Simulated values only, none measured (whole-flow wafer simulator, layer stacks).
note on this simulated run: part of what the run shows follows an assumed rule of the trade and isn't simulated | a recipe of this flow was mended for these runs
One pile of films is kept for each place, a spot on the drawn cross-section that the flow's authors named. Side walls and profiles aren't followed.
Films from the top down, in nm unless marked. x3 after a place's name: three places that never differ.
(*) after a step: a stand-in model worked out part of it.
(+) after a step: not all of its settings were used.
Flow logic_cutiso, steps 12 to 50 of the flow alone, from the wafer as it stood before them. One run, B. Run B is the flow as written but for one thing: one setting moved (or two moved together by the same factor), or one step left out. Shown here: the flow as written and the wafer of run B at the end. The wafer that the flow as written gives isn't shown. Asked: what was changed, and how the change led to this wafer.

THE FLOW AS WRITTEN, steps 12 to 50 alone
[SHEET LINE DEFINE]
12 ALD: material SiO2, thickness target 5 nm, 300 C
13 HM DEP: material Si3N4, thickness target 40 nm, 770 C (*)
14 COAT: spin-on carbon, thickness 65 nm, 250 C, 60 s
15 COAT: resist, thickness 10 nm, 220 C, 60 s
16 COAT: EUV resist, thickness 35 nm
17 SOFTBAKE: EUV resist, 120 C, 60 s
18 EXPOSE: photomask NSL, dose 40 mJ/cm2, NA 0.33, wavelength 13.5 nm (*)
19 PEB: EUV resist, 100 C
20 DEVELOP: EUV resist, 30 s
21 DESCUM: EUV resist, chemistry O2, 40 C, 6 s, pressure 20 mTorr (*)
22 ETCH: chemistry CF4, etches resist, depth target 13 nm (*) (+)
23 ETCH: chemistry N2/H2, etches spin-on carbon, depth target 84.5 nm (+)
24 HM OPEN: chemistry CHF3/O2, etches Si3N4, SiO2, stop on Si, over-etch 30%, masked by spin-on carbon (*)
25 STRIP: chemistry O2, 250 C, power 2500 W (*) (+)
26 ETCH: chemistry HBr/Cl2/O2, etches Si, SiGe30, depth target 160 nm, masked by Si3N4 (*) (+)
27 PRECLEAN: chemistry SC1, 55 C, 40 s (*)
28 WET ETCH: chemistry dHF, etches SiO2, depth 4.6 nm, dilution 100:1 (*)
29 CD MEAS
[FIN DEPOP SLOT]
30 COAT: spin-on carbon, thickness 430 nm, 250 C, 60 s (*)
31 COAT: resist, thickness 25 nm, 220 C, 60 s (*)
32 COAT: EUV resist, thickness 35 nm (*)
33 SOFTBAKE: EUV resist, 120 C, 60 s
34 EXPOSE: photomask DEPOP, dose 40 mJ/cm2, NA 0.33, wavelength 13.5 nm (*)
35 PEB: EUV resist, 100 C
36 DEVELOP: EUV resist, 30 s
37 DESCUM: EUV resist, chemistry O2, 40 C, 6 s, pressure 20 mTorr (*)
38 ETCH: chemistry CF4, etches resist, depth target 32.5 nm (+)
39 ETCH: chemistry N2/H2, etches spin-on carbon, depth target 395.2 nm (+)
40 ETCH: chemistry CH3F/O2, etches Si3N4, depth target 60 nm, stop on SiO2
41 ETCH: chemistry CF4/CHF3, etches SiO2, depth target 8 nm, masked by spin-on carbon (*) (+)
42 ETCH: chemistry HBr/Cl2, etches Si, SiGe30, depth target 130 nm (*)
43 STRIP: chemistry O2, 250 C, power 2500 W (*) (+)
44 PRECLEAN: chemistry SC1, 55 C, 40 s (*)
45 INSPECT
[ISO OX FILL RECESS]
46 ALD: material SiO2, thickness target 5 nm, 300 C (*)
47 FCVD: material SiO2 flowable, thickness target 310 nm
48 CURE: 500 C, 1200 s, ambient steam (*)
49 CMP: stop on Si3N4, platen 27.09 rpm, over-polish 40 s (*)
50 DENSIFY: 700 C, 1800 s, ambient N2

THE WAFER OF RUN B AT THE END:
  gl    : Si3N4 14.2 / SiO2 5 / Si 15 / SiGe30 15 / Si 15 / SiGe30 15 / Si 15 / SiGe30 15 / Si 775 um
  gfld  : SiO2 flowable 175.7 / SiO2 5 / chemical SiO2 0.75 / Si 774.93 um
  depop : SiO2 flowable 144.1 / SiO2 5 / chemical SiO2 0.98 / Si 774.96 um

The cause: step 13, HM DEP: 758 C was run, where the flow has 770 C.

How the change led to this, step by step:
  13 HM DEP: material Si3N4, thickness target 40 nm, 770 C (*)
      depop, dpovl, gfld and 19 more: Si3N4 +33 (new film) (as written it would be: Si3N4 +40 (new film))
  24 HM OPEN: chemistry CHF3/O2, etches Si3N4, SiO2, stop on Si, over-etch 30%, masked by spin-on carbon (*)
      depop, gl, glp and 12 more: resist -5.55 (all of it), spin-on carbon -25 (as written it would be: resist -5.55 (all of it), spin-on carbon -31.1)
      dpovl, gfld, gxf, iso, isow, lnri, nsgap: Si3N4 -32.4 (all of it), SiO2 -5 (all of it), Si -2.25 (as written it would be: Si3N4 -39.4 (all of it), SiO2 -5 (all of it), Si -2.67)
  25 STRIP: chemistry O2, 250 C, power 2500 W (*) (+)
      depop, gl, glp and 12 more: spin-on carbon -40 (all of it) (as written it would be: spin-on carbon -33.9 (all of it))
  40 ETCH: chemistry CH3F/O2, etches Si3N4, depth target 60 nm, stop on SiO2
      gfld, gl, glp and 17 more: resist -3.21 (as written it would be: resist -4.6)
      depop: Si3N4 -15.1 (all of it), SiO2 -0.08 (as written it would be: Si3N4 -22 (all of it), SiO2 -0.08)
      (and at 1 more place)
  41 ETCH: chemistry CF4/CHF3, etches SiO2, depth target 8 nm, masked by spin-on carbon (*) (+)
      gfld: resist -8 (as written it would be: resist -7.79 (all of it), spin-on carbon -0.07)
      gl: resist -7.97 (all of it) (as written it would be: resist -6.59 (all of it), spin-on carbon -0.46)
      (and at 18 more places)
  42 ETCH: chemistry HBr/Cl2, etches Si, SiGe30, depth target 130 nm (*)
      gfld: resist -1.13 (all of it), spin-on carbon -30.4 (as written it would be: spin-on carbon -32)
      gxf: resist -0.82 (all of it), spin-on carbon -30.9 (as written it would be: spin-on carbon -32)
      (and at 5 more places)
  47 FCVD: material SiO2 flowable, thickness target 310 nm
      ns: SiO2 flowable +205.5 (new film) (as written it would be: SiO2 flowable +201.1 (new film))
  49 CMP: stop on Si3N4, platen 27.09 rpm, over-polish 40 s (*)
      isow, nsgap: SiO2 flowable -204.5 (as written it would be: SiO2 flowable -200.2)
      depop: SiO2 flowable -204.7 (as written it would be: SiO2 flowable -200.4)
      (and at 2 more places)
